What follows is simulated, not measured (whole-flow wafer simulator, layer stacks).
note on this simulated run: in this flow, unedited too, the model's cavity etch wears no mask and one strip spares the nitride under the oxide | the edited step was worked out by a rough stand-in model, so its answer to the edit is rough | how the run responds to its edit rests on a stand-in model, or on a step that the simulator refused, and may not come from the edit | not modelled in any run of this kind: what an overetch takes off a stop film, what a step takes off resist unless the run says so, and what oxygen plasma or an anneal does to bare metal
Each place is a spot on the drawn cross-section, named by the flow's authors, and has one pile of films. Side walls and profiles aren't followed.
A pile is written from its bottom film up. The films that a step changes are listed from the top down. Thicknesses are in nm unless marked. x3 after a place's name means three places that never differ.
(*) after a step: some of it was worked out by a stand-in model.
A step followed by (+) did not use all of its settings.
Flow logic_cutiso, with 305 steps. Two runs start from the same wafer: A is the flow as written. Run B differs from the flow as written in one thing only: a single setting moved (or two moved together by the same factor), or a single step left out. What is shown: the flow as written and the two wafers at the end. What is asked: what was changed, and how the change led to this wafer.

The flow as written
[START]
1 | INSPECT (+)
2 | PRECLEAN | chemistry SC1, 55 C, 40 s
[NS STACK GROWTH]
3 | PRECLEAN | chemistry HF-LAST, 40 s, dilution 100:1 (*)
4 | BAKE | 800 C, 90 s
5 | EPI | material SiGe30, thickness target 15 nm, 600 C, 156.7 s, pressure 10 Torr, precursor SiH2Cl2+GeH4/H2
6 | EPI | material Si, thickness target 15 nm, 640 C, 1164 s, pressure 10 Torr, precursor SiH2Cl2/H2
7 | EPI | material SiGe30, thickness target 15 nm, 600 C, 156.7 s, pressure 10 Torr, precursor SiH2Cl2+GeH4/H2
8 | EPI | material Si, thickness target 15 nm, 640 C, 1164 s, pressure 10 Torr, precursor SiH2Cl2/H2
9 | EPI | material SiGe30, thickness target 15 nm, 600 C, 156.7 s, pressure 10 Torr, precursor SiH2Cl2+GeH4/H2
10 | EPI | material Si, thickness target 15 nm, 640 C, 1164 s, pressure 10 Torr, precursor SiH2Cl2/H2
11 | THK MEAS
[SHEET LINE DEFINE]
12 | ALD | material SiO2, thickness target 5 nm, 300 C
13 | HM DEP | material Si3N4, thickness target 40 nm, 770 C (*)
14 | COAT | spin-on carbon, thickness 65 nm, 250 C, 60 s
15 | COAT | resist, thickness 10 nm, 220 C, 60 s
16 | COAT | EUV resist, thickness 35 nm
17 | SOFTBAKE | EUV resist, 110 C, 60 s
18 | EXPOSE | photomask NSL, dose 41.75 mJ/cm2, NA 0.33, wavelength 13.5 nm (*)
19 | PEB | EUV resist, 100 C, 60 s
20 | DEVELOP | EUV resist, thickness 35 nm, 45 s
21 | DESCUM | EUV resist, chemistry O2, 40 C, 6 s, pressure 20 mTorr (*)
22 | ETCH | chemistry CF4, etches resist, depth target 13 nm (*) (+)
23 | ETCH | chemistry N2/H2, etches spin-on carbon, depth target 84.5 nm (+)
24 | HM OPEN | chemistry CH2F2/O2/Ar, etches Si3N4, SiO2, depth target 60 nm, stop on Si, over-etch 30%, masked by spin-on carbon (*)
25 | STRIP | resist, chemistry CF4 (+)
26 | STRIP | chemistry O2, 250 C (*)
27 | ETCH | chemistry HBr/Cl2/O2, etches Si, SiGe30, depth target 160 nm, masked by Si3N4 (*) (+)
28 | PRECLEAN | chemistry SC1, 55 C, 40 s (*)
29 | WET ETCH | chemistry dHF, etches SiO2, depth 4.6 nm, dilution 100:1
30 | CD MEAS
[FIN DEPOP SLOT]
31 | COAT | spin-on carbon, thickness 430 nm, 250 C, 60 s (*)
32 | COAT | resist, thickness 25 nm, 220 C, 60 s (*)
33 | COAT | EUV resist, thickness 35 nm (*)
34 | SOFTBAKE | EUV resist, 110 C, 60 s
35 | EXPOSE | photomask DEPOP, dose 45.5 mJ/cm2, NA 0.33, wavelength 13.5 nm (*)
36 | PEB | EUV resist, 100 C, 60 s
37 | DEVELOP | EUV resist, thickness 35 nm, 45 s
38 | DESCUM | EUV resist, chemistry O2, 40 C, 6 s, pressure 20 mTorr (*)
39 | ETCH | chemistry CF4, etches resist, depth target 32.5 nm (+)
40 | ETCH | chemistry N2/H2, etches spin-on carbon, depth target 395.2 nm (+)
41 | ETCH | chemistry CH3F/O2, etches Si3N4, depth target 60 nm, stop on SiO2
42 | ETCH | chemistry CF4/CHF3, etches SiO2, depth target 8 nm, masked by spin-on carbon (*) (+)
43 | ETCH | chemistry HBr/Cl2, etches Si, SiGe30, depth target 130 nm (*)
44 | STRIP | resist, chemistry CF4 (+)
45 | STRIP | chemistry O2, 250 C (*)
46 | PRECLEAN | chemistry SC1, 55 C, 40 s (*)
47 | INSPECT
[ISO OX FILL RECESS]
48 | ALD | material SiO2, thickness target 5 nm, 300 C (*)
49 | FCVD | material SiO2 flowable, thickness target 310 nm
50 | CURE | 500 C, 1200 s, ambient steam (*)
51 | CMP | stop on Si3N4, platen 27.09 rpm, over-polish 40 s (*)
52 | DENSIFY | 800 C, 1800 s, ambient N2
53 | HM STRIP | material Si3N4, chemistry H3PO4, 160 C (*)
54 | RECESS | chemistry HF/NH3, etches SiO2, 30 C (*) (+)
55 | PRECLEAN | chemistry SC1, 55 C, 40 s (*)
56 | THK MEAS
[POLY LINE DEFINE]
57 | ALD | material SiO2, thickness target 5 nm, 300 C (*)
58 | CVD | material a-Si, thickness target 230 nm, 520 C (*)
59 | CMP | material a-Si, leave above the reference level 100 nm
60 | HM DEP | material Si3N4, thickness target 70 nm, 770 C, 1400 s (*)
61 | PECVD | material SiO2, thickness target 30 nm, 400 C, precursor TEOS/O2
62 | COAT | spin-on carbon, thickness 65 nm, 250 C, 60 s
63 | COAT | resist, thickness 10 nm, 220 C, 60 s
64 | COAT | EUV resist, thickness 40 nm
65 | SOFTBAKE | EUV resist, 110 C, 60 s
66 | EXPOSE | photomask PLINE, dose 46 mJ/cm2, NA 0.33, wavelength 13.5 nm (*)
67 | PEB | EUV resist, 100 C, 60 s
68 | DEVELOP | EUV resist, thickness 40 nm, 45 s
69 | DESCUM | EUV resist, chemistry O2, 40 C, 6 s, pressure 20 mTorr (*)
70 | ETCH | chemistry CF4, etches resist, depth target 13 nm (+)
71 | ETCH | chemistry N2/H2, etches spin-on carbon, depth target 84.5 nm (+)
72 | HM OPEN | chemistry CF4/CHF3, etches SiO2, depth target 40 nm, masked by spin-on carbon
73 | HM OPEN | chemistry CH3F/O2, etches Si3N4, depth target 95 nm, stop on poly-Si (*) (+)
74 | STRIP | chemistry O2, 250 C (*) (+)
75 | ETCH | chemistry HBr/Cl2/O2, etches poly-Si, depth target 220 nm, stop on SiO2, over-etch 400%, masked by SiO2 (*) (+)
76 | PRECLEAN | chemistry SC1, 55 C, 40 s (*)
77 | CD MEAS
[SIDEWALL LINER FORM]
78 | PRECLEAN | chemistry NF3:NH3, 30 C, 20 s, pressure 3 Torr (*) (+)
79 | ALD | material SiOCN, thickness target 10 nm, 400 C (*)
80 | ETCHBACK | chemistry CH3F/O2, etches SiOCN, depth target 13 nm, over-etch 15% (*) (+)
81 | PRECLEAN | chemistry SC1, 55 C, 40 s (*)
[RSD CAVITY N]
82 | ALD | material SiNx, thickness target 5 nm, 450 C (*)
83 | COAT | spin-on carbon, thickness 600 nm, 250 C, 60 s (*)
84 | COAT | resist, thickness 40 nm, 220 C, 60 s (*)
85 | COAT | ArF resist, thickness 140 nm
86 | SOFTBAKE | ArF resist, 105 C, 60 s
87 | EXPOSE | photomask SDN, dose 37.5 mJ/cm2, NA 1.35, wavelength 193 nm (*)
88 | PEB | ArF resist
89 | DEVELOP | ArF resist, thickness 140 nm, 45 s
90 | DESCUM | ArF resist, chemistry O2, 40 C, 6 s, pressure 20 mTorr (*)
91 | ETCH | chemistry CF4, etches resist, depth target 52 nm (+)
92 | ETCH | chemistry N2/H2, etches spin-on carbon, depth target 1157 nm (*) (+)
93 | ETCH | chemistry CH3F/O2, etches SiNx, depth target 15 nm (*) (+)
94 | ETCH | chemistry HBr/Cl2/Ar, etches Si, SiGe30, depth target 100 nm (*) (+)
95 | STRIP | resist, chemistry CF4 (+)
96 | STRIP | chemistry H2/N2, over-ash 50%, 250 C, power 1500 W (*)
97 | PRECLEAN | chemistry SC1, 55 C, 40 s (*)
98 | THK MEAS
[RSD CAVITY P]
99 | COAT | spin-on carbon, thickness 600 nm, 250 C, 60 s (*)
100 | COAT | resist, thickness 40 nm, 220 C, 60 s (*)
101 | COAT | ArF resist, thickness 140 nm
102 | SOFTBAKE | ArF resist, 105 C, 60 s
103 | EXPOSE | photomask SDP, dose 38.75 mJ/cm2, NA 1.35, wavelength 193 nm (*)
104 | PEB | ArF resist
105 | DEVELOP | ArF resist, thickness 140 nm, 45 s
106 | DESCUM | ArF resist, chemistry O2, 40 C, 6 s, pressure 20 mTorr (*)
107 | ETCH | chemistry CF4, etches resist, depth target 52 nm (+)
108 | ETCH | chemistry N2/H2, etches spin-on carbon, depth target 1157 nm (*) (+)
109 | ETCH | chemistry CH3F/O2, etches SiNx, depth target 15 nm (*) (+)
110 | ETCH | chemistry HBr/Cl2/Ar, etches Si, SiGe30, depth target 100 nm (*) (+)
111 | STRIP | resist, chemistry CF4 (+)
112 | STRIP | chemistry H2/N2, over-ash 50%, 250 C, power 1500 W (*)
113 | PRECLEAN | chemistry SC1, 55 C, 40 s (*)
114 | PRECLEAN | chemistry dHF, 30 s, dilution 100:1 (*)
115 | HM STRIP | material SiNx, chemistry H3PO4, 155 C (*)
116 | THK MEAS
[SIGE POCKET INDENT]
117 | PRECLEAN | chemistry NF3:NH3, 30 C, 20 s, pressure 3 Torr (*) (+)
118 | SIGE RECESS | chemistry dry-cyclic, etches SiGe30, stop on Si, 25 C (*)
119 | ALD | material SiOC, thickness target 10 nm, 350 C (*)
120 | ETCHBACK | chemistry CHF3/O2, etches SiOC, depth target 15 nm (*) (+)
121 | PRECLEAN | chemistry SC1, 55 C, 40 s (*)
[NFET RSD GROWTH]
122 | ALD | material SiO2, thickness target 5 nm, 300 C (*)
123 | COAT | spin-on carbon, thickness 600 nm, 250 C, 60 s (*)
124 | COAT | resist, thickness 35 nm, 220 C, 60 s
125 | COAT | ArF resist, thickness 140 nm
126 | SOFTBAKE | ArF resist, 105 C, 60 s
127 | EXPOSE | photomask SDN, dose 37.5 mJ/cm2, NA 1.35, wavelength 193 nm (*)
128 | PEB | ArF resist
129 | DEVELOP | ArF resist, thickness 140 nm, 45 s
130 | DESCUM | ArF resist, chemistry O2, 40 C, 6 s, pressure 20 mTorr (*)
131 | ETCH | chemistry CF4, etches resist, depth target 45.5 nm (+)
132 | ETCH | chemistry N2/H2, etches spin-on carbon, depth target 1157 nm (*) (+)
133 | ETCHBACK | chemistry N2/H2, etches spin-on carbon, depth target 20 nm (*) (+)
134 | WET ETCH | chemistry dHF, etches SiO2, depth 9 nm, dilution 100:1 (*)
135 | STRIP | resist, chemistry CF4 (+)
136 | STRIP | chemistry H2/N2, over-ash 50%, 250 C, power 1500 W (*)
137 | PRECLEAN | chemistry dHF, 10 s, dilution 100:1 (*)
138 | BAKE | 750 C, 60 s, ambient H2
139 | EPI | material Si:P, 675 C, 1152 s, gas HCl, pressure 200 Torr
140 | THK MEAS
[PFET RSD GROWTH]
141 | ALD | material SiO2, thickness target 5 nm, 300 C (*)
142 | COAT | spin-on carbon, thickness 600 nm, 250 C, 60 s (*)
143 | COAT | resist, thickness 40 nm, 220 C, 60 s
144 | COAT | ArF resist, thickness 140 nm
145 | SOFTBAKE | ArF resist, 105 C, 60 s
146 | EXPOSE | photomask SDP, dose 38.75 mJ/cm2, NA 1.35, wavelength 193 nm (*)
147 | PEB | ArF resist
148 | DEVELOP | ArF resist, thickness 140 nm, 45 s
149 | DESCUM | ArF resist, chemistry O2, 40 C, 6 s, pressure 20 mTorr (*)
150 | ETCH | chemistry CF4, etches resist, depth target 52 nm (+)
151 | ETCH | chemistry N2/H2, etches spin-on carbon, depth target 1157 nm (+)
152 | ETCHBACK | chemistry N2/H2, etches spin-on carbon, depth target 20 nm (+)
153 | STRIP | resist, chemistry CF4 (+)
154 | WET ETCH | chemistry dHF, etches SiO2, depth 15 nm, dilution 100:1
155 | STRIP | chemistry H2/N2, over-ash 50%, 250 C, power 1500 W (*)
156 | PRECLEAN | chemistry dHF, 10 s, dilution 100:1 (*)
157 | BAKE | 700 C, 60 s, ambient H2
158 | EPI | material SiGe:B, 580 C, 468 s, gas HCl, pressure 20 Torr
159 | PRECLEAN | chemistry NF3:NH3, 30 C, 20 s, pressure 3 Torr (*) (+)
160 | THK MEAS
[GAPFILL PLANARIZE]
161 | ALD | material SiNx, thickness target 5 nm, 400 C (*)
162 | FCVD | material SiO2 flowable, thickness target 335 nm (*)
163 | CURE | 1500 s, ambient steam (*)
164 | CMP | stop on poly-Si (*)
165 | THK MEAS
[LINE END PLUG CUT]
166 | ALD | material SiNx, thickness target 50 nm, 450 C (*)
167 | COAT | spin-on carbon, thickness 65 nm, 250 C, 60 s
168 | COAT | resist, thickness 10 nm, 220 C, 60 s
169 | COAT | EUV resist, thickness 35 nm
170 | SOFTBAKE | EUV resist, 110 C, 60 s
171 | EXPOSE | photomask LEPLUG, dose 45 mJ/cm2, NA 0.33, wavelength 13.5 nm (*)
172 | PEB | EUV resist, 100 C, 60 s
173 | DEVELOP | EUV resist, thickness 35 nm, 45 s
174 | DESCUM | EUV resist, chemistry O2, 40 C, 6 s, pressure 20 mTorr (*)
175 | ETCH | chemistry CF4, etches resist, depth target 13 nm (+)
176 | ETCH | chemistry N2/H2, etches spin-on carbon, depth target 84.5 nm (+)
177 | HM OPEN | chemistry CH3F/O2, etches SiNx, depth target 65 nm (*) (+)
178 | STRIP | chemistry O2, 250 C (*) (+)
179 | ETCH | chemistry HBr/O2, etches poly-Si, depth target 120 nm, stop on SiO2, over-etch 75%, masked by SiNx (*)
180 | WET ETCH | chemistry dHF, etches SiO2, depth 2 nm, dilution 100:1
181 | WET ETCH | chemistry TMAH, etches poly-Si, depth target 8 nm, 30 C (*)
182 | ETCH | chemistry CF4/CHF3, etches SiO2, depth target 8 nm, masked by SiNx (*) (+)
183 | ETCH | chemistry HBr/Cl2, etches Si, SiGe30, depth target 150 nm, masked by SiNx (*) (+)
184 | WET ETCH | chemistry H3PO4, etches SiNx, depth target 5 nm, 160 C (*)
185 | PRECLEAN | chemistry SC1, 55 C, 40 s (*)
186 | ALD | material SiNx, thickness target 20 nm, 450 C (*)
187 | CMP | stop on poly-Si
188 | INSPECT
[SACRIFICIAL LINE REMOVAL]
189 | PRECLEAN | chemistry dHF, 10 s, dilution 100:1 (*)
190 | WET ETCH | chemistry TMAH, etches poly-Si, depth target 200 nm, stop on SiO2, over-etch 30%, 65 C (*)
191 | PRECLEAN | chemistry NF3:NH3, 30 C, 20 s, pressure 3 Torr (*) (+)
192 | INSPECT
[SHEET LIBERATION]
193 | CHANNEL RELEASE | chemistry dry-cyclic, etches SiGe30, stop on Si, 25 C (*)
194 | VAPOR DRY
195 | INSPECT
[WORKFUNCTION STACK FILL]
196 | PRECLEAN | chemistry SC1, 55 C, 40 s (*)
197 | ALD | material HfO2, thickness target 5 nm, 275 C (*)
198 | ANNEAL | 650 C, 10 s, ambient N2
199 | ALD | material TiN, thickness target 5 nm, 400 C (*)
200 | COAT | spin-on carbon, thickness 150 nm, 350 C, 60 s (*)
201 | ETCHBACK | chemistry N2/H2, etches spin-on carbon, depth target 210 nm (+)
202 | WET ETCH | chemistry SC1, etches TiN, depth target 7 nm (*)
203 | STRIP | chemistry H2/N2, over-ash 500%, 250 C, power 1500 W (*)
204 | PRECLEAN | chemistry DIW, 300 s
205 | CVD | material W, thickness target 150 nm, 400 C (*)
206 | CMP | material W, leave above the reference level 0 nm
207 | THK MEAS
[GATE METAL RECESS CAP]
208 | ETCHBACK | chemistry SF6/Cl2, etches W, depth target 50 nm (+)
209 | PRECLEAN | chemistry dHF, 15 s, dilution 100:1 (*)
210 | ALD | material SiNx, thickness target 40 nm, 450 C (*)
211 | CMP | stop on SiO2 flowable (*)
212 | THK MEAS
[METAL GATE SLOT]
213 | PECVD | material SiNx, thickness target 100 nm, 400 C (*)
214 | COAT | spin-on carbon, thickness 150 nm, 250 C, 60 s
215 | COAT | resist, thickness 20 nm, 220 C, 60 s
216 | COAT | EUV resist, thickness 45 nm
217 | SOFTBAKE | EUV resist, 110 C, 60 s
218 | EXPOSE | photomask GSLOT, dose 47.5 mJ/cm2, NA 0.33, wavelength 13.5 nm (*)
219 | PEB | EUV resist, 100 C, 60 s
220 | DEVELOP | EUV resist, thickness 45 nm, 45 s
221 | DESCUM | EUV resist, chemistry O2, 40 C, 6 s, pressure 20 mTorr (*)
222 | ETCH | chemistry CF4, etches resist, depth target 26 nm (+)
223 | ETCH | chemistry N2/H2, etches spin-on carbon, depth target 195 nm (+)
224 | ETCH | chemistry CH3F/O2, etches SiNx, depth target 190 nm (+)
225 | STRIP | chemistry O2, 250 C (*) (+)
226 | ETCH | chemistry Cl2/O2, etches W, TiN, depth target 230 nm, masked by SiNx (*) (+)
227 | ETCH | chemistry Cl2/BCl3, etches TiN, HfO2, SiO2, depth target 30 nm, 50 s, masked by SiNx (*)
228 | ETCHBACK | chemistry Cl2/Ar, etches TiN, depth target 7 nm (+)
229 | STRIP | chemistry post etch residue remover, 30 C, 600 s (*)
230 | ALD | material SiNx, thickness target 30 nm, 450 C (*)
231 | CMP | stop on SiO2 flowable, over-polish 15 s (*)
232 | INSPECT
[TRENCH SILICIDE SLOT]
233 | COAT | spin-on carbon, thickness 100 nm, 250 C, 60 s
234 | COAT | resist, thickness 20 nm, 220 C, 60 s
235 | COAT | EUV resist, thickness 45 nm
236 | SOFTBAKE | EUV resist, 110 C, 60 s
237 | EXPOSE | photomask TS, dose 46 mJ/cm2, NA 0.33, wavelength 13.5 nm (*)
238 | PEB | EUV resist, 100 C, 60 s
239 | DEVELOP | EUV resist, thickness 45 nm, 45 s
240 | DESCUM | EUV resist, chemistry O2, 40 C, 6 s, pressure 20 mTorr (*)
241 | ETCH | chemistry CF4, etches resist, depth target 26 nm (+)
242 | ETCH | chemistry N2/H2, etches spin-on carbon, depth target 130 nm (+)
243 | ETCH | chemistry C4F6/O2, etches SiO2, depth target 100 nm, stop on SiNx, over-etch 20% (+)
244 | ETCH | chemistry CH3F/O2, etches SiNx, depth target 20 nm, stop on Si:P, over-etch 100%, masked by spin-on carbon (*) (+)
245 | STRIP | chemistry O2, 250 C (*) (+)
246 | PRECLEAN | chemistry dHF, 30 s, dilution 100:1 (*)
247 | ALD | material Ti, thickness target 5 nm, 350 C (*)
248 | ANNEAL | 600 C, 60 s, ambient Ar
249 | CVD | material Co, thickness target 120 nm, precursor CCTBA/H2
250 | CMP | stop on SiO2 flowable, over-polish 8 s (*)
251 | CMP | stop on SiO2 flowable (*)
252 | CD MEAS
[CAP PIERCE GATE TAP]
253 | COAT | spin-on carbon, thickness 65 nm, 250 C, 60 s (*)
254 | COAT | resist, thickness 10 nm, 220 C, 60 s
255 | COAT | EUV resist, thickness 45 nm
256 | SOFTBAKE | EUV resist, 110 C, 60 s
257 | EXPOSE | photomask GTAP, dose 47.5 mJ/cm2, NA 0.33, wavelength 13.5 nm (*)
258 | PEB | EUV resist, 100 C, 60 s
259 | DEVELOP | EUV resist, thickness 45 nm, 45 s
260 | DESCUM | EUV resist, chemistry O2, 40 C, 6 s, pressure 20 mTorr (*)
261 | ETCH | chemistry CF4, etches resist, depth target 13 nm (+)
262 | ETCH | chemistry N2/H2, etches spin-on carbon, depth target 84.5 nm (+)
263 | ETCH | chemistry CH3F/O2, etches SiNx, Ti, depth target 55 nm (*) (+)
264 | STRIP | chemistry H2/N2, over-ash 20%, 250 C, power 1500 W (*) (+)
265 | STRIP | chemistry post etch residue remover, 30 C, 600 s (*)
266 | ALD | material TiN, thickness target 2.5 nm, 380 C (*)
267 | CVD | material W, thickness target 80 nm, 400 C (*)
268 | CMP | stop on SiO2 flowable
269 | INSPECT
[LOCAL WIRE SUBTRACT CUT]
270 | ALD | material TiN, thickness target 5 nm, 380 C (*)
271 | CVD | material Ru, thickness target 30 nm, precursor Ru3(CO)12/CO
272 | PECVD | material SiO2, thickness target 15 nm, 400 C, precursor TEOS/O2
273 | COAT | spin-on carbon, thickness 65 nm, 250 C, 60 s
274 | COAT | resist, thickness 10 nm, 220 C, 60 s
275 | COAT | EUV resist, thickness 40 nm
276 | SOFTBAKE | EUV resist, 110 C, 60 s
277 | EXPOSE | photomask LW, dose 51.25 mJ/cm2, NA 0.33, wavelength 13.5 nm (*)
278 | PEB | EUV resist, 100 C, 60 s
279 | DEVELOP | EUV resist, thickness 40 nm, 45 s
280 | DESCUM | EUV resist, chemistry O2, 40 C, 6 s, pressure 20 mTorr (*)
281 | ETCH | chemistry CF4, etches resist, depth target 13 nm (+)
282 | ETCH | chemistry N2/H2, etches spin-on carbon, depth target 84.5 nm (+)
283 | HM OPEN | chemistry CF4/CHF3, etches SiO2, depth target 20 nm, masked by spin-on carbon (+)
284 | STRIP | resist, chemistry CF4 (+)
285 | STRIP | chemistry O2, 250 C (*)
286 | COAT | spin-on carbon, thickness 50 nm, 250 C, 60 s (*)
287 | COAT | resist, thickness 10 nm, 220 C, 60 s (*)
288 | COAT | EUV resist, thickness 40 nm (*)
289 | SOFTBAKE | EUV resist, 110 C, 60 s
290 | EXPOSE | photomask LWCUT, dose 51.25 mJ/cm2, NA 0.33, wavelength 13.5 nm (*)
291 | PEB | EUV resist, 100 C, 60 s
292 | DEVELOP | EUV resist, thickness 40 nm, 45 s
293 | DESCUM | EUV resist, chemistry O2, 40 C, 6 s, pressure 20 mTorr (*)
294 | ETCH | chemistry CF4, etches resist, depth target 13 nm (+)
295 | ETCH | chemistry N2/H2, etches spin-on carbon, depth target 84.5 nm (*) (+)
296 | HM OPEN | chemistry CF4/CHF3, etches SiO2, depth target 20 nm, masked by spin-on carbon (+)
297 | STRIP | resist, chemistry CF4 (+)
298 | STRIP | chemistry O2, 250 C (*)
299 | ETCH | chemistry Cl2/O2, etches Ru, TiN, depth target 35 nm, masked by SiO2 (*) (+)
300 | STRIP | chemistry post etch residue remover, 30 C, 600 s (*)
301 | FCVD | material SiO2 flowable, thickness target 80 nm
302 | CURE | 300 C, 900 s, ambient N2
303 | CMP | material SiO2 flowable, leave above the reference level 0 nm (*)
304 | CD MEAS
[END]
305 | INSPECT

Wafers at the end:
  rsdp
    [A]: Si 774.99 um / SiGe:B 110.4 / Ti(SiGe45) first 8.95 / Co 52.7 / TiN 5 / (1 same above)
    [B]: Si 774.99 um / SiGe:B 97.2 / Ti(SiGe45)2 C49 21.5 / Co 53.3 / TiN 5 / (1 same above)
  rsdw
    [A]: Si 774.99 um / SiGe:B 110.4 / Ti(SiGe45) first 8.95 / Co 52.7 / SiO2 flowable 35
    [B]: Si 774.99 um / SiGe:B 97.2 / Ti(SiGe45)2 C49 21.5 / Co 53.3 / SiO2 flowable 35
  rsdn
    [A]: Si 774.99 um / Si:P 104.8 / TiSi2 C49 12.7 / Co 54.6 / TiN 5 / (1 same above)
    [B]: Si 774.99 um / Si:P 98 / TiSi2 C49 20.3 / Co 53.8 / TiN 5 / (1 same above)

The reason: step 247, ALD: thickness target 8 nm was run, while the flow as written has thickness target 5 nm.

Step by step, how the change led to this:
  247 | ALD | material Ti, thickness target 5 nm, 350 C (*)
      depop, dpovl, gfld and 19 more: A Ti gains 5 (new film) | B Ti gains 8 (new film)
  248 | ANNEAL | 600 C, 60 s, ambient Ar
      rsdp, rsdw: A Ti(SiGe45) first gains 8.95 (new film), Ti loses 5 (all of it), SiGe:B loses 5.98 | B Ti(SiGe45)2 C49 gains 21.5 (new film), Ti loses 8 (all of it), SiGe:B loses 19.1
      rsdn: A TiSi2 C49 gains 12.7 (new film), Ti loses 5 (all of it), Si:P loses 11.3 | B TiSi2 C49 gains 20.3 (new film), Ti loses 8 (all of it), Si:P loses 18.2
  250 | CMP | stop on SiO2 flowable, over-polish 8 s (*)
      iso: A Co loses 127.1 | B Co loses 128.3 (all of it), Ti loses 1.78
      rsdx: A Co loses 127.9 (all of it) | B Co loses 127.9 (all of it), Ti loses 2.85
      (also at 20 further places)
  251 | CMP | stop on SiO2 flowable (*)
      iso: A Co loses 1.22 (all of it), Ti loses 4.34 | B Ti loses 5.55
